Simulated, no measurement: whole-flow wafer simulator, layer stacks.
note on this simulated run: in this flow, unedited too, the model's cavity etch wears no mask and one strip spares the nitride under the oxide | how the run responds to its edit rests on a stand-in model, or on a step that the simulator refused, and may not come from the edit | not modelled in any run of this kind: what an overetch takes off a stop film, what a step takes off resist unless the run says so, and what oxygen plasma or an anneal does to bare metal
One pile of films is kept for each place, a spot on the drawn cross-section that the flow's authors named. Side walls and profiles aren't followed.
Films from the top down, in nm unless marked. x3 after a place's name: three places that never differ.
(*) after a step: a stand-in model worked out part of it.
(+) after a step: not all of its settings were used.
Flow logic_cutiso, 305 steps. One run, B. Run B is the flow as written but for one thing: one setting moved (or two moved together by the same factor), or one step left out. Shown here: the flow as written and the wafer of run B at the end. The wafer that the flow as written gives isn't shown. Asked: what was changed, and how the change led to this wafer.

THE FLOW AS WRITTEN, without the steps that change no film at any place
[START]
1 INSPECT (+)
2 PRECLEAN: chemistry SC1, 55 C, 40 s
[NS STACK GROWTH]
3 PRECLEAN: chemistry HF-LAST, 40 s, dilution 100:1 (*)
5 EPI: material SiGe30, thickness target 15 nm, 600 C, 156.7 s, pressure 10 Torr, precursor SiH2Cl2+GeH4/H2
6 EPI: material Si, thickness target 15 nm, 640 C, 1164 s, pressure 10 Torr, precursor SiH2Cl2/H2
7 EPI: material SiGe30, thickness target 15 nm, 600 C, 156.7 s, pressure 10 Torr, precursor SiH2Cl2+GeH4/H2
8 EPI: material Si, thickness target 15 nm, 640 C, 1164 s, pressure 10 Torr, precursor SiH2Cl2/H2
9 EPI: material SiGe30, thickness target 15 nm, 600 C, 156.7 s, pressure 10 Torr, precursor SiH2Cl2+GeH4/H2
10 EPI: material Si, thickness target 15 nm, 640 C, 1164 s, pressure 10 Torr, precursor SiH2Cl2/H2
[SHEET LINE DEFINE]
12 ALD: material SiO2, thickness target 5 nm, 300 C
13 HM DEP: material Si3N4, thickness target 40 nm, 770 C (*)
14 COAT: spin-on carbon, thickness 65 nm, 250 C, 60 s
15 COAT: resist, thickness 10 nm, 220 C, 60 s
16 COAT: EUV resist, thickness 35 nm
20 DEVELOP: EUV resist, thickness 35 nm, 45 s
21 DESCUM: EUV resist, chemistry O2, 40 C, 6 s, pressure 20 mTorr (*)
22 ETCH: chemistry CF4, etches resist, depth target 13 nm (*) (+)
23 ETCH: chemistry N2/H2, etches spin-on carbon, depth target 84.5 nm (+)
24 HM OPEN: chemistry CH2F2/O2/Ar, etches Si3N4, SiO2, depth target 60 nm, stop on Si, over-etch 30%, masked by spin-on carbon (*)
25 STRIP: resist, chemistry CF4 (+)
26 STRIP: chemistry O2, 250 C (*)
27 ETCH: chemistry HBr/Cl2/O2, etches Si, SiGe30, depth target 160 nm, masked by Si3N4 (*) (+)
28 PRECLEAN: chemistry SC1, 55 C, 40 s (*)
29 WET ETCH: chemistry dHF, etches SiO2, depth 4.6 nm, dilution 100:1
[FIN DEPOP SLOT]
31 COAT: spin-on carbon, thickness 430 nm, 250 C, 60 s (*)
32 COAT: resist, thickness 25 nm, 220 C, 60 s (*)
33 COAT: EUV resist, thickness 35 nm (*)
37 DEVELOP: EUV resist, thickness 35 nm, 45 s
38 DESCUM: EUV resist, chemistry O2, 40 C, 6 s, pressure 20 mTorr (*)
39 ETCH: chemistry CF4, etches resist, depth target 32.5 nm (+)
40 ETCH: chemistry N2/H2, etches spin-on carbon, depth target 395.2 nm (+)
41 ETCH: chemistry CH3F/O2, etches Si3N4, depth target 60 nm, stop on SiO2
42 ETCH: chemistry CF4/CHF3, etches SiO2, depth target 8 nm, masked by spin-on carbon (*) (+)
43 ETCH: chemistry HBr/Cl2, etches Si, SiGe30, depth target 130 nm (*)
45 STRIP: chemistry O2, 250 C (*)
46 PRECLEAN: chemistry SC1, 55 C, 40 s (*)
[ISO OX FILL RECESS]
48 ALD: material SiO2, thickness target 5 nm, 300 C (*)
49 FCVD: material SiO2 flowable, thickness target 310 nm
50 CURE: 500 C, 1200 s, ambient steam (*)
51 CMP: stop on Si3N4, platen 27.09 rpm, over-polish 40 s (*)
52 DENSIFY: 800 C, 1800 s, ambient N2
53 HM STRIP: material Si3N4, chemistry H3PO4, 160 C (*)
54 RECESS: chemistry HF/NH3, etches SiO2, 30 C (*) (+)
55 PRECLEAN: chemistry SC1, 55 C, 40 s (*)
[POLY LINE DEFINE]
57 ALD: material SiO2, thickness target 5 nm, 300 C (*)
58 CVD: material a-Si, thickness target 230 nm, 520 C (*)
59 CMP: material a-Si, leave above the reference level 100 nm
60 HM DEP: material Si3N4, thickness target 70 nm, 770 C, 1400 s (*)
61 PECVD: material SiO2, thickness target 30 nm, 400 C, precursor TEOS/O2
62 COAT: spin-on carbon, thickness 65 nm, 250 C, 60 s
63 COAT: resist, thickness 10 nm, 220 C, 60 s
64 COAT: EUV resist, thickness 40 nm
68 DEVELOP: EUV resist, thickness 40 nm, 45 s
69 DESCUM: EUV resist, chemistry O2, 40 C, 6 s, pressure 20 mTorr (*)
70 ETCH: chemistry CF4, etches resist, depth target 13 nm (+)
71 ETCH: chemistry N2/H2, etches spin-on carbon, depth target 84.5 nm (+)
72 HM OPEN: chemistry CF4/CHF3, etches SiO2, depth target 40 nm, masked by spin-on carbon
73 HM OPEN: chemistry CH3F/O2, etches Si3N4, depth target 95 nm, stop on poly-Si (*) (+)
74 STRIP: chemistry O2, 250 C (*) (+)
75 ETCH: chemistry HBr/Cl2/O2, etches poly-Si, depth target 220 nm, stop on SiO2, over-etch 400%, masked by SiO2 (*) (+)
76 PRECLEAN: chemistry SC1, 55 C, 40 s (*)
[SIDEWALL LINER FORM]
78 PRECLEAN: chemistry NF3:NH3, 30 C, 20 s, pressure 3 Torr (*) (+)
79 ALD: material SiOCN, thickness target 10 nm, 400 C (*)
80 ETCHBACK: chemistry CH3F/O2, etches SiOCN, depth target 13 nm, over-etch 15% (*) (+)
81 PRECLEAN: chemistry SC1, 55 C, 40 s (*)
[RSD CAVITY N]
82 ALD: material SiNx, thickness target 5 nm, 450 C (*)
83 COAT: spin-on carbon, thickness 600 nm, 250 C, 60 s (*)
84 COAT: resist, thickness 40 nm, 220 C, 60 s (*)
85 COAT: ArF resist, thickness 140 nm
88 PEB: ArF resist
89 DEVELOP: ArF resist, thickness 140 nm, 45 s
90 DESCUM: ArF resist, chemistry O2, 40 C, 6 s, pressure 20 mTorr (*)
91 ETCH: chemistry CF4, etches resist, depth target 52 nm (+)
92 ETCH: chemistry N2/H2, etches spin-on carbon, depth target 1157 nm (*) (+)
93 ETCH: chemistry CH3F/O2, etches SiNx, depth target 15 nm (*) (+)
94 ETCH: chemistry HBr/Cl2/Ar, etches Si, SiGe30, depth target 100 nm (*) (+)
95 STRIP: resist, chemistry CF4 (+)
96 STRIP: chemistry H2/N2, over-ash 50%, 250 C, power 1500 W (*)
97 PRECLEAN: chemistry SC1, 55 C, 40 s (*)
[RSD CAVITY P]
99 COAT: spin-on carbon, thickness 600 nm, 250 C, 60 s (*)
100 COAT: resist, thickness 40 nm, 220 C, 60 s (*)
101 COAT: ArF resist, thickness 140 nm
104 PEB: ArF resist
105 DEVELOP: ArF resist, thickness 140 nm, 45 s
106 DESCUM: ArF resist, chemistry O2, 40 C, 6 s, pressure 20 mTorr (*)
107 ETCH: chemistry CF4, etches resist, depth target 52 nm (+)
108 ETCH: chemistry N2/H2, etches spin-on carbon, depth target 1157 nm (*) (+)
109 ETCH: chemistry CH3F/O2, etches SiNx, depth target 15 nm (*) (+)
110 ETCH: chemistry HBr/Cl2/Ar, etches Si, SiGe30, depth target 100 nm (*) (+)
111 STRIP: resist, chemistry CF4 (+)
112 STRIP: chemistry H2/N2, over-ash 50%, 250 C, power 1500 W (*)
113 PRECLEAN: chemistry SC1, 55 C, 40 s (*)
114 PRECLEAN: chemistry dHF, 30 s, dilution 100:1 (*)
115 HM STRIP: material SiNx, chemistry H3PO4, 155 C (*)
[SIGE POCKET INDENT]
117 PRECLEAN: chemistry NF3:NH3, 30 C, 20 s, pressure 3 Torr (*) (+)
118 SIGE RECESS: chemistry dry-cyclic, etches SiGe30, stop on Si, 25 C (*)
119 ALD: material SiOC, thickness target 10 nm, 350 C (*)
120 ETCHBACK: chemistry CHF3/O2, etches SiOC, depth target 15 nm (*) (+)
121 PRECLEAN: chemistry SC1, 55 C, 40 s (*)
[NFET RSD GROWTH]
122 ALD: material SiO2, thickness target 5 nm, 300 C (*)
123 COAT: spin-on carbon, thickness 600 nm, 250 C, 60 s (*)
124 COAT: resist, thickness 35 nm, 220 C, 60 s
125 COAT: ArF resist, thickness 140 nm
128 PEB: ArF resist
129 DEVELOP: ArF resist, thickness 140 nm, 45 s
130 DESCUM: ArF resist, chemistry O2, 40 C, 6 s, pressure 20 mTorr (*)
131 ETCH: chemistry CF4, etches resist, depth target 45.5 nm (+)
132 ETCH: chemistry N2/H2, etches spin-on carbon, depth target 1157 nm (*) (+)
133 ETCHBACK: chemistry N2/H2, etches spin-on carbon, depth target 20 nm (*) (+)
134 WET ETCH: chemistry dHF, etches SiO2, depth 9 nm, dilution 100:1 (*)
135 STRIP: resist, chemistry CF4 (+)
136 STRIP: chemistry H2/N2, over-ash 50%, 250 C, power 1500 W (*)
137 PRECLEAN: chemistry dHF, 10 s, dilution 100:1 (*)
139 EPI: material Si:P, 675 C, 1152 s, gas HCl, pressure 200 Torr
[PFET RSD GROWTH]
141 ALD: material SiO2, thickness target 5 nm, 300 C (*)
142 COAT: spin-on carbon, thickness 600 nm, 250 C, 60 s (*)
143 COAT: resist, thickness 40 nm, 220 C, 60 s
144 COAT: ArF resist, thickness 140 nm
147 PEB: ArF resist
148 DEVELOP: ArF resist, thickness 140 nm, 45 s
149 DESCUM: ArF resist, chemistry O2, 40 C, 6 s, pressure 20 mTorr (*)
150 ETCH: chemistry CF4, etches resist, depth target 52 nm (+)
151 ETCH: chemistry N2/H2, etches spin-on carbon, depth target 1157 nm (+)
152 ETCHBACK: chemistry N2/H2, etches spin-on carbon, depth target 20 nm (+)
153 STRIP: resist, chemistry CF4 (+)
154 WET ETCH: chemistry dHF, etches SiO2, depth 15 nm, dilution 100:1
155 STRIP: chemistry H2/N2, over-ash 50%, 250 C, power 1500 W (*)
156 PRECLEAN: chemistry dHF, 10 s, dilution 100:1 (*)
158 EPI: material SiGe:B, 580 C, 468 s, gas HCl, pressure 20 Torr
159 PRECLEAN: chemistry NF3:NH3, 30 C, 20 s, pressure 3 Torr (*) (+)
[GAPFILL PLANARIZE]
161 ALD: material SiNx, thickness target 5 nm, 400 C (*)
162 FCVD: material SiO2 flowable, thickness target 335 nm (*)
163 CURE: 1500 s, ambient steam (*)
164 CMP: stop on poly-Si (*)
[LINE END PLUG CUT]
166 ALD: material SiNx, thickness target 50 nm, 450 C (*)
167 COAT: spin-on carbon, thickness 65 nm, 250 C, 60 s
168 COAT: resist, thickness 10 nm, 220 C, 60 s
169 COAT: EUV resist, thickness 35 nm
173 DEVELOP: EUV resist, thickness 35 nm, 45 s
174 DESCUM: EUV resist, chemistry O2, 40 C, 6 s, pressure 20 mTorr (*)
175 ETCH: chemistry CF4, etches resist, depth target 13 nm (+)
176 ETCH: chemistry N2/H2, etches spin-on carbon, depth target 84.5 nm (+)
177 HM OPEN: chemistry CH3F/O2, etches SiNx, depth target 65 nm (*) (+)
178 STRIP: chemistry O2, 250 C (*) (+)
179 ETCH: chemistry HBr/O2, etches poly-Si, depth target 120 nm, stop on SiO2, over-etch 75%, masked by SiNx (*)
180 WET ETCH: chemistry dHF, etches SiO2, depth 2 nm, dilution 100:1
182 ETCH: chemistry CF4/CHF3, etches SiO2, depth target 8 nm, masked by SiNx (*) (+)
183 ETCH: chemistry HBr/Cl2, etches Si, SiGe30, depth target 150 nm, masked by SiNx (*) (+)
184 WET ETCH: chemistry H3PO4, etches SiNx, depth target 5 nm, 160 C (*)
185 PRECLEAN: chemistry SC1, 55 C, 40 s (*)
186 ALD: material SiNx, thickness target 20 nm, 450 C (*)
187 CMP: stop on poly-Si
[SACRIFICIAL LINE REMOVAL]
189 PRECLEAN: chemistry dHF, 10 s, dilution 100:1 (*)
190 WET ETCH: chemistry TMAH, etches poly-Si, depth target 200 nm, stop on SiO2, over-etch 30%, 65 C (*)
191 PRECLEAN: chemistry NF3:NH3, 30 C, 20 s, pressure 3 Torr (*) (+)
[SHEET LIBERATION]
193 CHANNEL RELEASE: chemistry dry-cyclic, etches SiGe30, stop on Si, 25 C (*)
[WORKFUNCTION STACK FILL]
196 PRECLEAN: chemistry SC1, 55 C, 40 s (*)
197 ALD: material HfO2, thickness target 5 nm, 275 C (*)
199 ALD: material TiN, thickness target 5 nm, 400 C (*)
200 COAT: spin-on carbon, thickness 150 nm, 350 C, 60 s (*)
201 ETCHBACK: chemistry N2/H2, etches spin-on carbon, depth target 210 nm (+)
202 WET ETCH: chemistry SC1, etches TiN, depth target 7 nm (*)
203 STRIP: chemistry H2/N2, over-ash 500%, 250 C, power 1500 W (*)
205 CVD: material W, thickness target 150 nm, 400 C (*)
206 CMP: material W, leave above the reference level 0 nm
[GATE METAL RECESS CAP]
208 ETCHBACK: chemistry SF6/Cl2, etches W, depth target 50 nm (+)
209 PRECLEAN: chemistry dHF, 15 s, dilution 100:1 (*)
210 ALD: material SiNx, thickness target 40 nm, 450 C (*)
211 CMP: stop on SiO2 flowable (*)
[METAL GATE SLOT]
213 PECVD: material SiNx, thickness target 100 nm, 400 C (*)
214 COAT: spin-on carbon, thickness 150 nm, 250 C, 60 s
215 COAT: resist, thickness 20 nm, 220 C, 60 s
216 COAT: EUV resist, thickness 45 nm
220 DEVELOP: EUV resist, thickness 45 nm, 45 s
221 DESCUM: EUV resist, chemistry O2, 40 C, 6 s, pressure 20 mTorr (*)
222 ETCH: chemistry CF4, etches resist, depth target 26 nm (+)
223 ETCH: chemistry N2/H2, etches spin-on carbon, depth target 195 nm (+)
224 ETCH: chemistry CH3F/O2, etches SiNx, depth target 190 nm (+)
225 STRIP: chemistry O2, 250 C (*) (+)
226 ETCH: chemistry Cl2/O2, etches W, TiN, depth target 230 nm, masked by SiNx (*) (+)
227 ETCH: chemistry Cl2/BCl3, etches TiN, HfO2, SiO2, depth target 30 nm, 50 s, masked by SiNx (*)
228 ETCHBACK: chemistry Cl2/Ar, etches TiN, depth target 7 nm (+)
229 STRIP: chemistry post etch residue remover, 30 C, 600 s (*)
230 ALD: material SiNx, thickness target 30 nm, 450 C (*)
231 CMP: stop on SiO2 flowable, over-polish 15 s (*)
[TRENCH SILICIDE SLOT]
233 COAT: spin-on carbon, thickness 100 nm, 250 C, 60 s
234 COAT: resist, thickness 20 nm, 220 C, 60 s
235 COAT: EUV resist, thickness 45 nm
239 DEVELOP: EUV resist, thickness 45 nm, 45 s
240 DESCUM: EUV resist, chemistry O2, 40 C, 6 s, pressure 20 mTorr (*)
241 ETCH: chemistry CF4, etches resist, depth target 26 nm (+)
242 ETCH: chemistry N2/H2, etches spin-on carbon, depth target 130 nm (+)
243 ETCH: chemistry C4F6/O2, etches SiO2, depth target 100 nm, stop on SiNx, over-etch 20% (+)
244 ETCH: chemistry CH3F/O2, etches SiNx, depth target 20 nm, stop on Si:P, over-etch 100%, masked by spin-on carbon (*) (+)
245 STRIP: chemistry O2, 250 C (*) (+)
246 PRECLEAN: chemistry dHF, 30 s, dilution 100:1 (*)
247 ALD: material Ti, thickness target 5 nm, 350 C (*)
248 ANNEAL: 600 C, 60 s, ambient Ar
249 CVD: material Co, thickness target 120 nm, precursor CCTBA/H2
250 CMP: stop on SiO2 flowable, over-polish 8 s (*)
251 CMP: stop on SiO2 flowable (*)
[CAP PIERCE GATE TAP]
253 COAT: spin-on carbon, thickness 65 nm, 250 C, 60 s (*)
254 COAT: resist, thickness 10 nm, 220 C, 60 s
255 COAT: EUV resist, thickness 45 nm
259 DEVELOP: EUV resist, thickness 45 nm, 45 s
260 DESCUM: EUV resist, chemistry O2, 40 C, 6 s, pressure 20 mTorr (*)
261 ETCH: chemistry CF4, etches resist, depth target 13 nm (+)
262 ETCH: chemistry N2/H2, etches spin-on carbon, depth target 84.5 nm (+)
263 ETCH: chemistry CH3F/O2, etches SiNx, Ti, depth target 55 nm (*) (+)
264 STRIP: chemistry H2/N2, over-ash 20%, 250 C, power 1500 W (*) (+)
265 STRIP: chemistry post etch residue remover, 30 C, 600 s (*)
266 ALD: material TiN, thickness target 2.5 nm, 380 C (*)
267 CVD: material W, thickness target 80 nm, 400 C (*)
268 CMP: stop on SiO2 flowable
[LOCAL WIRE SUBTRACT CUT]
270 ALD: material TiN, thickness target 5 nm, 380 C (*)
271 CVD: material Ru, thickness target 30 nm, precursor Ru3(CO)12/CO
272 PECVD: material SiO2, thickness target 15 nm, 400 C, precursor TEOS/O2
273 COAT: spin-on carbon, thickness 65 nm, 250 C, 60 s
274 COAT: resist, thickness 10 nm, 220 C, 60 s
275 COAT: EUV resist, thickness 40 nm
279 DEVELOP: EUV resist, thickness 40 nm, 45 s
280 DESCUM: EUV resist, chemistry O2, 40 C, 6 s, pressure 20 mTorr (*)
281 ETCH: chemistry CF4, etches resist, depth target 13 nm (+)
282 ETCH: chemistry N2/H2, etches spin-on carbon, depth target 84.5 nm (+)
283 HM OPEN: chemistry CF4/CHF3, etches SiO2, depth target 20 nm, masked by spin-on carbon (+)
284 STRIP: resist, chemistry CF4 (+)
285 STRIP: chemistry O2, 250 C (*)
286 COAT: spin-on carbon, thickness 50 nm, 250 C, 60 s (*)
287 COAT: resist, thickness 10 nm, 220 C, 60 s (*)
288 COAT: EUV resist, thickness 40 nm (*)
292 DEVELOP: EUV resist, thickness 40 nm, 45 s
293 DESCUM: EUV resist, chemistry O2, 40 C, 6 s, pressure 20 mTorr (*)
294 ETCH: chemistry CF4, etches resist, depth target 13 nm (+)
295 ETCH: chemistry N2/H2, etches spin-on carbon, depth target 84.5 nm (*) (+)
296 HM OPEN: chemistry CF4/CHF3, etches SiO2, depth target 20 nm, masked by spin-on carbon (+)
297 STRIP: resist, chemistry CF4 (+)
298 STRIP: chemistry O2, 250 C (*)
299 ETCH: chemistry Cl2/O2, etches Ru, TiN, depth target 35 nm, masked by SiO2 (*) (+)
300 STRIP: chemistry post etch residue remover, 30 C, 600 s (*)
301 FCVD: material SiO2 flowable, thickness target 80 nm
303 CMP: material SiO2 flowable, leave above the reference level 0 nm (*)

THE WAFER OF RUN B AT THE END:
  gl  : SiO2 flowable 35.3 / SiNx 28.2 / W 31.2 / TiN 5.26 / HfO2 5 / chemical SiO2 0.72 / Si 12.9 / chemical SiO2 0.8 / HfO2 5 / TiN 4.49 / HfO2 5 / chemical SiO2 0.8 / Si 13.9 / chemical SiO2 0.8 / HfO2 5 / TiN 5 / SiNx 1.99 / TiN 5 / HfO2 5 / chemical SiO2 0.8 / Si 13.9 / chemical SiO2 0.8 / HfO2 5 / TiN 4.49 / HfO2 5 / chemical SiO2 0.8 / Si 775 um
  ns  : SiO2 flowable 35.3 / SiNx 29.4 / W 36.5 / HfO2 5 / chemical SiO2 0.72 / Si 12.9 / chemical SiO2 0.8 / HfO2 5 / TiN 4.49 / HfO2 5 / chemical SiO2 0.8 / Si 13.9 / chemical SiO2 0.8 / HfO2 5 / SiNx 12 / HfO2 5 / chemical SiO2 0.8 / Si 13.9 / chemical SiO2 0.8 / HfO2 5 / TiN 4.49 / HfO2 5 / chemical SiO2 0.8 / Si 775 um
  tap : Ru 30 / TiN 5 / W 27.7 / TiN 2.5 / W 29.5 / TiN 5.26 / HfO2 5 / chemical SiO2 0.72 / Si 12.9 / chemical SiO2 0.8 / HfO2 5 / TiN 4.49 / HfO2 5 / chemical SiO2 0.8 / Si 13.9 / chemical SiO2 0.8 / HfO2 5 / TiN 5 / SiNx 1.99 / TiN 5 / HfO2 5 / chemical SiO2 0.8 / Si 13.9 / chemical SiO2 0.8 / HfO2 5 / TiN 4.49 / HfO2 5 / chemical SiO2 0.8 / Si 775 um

The cause: step 7, EPI: thickness target 22.5 nm was run, where the flow has thickness target 15 nm; step 7, EPI: 235 s was run, where the flow has 156.7 s.

How the change led to this, step by step:
  7 EPI: material SiGe30, thickness target 15 nm, 600 C, 156.7 s, pressure 10 Torr, precursor SiH2Cl2+GeH4/H2
      depop, dpovl, gfld and 19 more: SiGe30 +22.5 (new film) (as written it would be: SiGe30 +15 (new film))
  27 ETCH: chemistry HBr/Cl2/O2, etches Si, SiGe30, depth target 160 nm, masked by Si3N4 (*) (+)
      gfld, gxf, iso, lnri: chemical SiO2 -0.79 (all of it), Si -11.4 (all of it), SiGe30 -15 (all of it), Si -15 (all of it), SiGe30 -22.5 (all of it), Si -15 (all of it), SiGe30 -15 (all of it), Si -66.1 (as written it would be: chemical SiO2 -0.79 (all of it), Si -11.4 (all of it), SiGe30 -15 (all of it), Si -15 (all of it), SiGe30 -15 (all of it), Si -15 (all of it), SiGe30 -15 (all of it), Si -73.6)
      dpovl, nsgap: chemical SiO2 -0.79 (all of it), Si -11.8 (all of it), SiGe30 -15 (all of it), Si -15 (all of it), SiGe30 -22.5 (all of it), Si -15 (all of it), SiGe30 -15 (all of it), Si -65.7 (as written it would be: chemical SiO2 -0.79 (all of it), Si -11.8 (all of it), SiGe30 -15 (all of it), Si -15 (all of it), SiGe30 -15 (all of it), Si -15 (all of it), SiGe30 -15 (all of it), Si -73.2)
      (and at 1 more place)
  43 ETCH: chemistry HBr/Cl2, etches Si, SiGe30, depth target 130 nm (*)
      depop: Si -14 (all of it), SiGe30 -15 (all of it), Si -15 (all of it), SiGe30 -22.5 (all of it), Si -15 (all of it), SiGe30 -15 (all of it), Si -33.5 (as written it would be: Si -14 (all of it), SiGe30 -15 (all of it), Si -15 (all of it), SiGe30 -15 (all of it), Si -15 (all of it), SiGe30 -15 (all of it), Si -41)
  94 ETCH: chemistry HBr/Cl2/Ar, etches Si, SiGe30, depth target 100 nm (*) (+)
      rsdn, rsdx: chemical SiO2 -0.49 (all of it), Si -12.8 (all of it), SiGe30 -15 (all of it), Si -15 (all of it), SiGe30 -22.5 (all of it), Si -15 (all of it), SiGe30 -15 (all of it), Si -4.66 (as written it would be: chemical SiO2 -0.49 (all of it), Si -12.8 (all of it), SiGe30 -15 (all of it), Si -15 (all of it), SiGe30 -15 (all of it), Si -15 (all of it), SiGe30 -15 (all of it), Si -12.2)
  110 ETCH: chemistry HBr/Cl2/Ar, etches Si, SiGe30, depth target 100 nm (*) (+)
      rsdp, rsdw: chemical SiO2 -0.49 (all of it), Si -12.8 (all of it), SiGe30 -15 (all of it), Si -15 (all of it), SiGe30 -22.5 (all of it), Si -15 (all of it), SiGe30 -15 (all of it), Si -4.66 (as written it would be: chemical SiO2 -0.49 (all of it), Si -12.8 (all of it), SiGe30 -15 (all of it), Si -15 (all of it), SiGe30 -15 (all of it), Si -15 (all of it), SiGe30 -15 (all of it), Si -12.2)
  118 SIGE RECESS: chemistry dry-cyclic, etches SiGe30, stop on Si, 25 C (*)
      lnr, lnrp, lnrt: SiOCN -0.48, Si -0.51, cavity +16 (new film), SiGe30 -15 (all of it), Si -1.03, cavity +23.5 (new film), SiGe30 -22.5 (all of it), Si -1.03, cavity +16 (new film), SiGe30 -15 (all of it), Si -0.51 (as written it would be: SiOCN -0.48, Si -0.51, cavity +16 (new film), SiGe30 -15 (all of it), Si -1.03, cavity +16 (new film), SiGe30 -15 (all of it), Si -1.03, cavity +16 (new film), SiGe30 -15 (all of it), Si -0.51)
  119 ALD: material SiOC, thickness target 10 nm, 350 C (*)
      lnr, lnrp, lnrt: SiOC +10 (new film), SiOC +16 (new film), cavity -16 (all of it), SiOC +23.5 (new film), cavity -23.5 (all of it), SiOC +16 (new film), cavity -16 (all of it) (as written it would be: SiOC +10 (new film), SiOC +16 (new film), cavity -16 (all of it), SiOC +16 (new film), cavity -16 (all of it), SiOC +16 (new film), cavity -16 (all of it))
  183 ETCH: chemistry HBr/Cl2, etches Si, SiGe30, depth target 150 nm, masked by SiNx (*) (+)
      plug: Si -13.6 (all of it), SiGe30 -15 (all of it), Si -15 (all of it), SiGe30 -22.5 (all of it), Si -15 (all of it), SiGe30 -15 (all of it), Si -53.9 (as written it would be: Si -13.6 (all of it), SiGe30 -15 (all of it), Si -15 (all of it), SiGe30 -15 (all of it), Si -15 (all of it), SiGe30 -15 (all of it), Si -61.4)
  193 CHANNEL RELEASE: chemistry dry-cyclic, etches SiGe30, stop on Si, 25 C (*)
      gl, glp, gxn, gxp, ns, tap: chemical SiO2 +0.8 (new film), Si -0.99, chemical SiO2 +0.8 (new film), cavity +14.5 (new film), chemical SiO2 +0.8 (new film), SiGe30 -15 (all of it), Si -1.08, chemical SiO2 +0.8 (new film), cavity +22 (new film), chemical SiO2 +0.8 (new film), SiGe30 -22.5 (all of it), Si -1.08, chemical SiO2 +0.8 (new film), cavity +14.5 (new film), chemical SiO2 +0.8 (new film), SiGe30 -15 (all of it), Si -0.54 (as written it would be: chemical SiO2 +0.8 (new film), Si -0.99, chemical SiO2 +0.8 (new film), cavity +14.5 (new film), chemical SiO2 +0.8 (new film), SiGe30 -15 (all of it), Si -1.08, chemical SiO2 +0.8 (new film), cavity +14.5 (new film), chemical SiO2 +0.8 (new film), SiGe30 -15 (all of it), Si -1.08, chemical SiO2 +0.8 (new film), cavity +14.5 (new film), chemical SiO2 +0.8 (new film), SiGe30 -15 (all of it), Si -0.54)
  199 ALD: material TiN, thickness target 5 nm, 400 C (*)
      gl, glp, tap: TiN +5.26 (new film), TiN +4.49 (new film), cavity -4.49 (all of it), TiN +5 (new film), cavity -10, TiN +5 (new film), TiN +4.49 (new film), cavity -4.49 (all of it) (as written it would be: TiN +5.26 (new film), TiN +4.49 (new film), cavity -4.49 (all of it), TiN +4.49 (new film), cavity -4.49 (all of it), TiN +4.49 (new film), cavity -4.49 (all of it))
      gxn, gxp, ns: TiN +5 (new film), TiN +4.49 (new film), cavity -4.49 (all of it), TiN +5 (new film), cavity -10, TiN +5 (new film), TiN +4.49 (new film), cavity -4.49 (all of it) (as written it would be: TiN +5 (new film), TiN +4.49 (new film), cavity -4.49 (all of it), TiN +4.49 (new film), cavity -4.49 (all of it), TiN +4.49 (new film), cavity -4.49 (all of it))
  202 WET ETCH: chemistry SC1, etches TiN, depth target 7 nm (*)
      ns: TiN -5 (all of it), TiN -5 (all of it), cavity +10, TiN -5 (all of it) (as written it would be: TiN -5 (all of it))
  210 ALD: material SiNx, thickness target 40 nm, 450 C (*)
      gl, glp, gxn, gxp, tap: SiNx +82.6 (new film), SiNx +1.99 (new film), cavity -1.99 (all of it) (as written it would be: SiNx +82.6 (new film))
      ns: SiNx +40 (new film), SiNx +12 (new film), cavity -12 (all of it) (as written it would be: SiNx +40 (new film))
Counting metal films that touch as one body, gl has 5 bodies (between them, from the top down: HfO2 5 / chemical SiO2 0.72 / Si 12.9 / chemical SiO2 0.8 / HfO2 5; HfO2 5 / chemical SiO2 0.8 / Si 13.9 / chemical SiO2 0.8 / HfO2 5; SiNx 1.99; HfO2 5 / chemical SiO2 0.8 / Si 13.9 / chemical SiO2 0.8 / HfO2 5); the flow as written gives 4 bodies (between them, from the top down: HfO2 5 / chemical SiO2 0.72 / Si 12.9 / chemical SiO2 0.8 / HfO2 5; HfO2 5 / chemical SiO2 0.8 / Si 13.9 / chemical SiO2 0.8 / HfO2 5; HfO2 5 / chemical SiO2 0.8 / Si 13.9 / chemical SiO2 0.8 / HfO2 5).
Counting metal films that touch as one body, ns has 3 bodies (between them, from the top down: HfO2 5 / chemical SiO2 0.72 / Si 12.9 / chemical SiO2 0.8 / HfO2 5; HfO2 5 / chemical SiO2 0.8 / Si 13.9 / chemical SiO2 0.8 / HfO2 5 / SiNx 12 / HfO2 5 / chemical SiO2 0.8 / Si 13.9 / chemical SiO2 0.8 / HfO2 5); the flow as written gives 4 bodies (between them, from the top down: HfO2 5 / chemical SiO2 0.72 / Si 12.9 / chemical SiO2 0.8 / HfO2 5; HfO2 5 / chemical SiO2 0.8 / Si 13.9 / chemical SiO2 0.8 / HfO2 5; HfO2 5 / chemical SiO2 0.8 / Si 13.9 / chemical SiO2 0.8 / HfO2 5).
Counting metal films that touch as one body, tap has 5 bodies (between them, from the top down: HfO2 5 / chemical SiO2 0.72 / Si 12.9 / chemical SiO2 0.8 / HfO2 5; HfO2 5 / chemical SiO2 0.8 / Si 13.9 / chemical SiO2 0.8 / HfO2 5; SiNx 1.99; HfO2 5 / chemical SiO2 0.8 / Si 13.9 / chemical SiO2 0.8 / HfO2 5); the flow as written gives 4 bodies (between them, from the top down: HfO2 5 / chemical SiO2 0.72 / Si 12.9 / chemical SiO2 0.8 / HfO2 5; HfO2 5 / chemical SiO2 0.8 / Si 13.9 / chemical SiO2 0.8 / HfO2 5; HfO2 5 / chemical SiO2 0.8 / Si 13.9 / chemical SiO2 0.8 / HfO2 5).
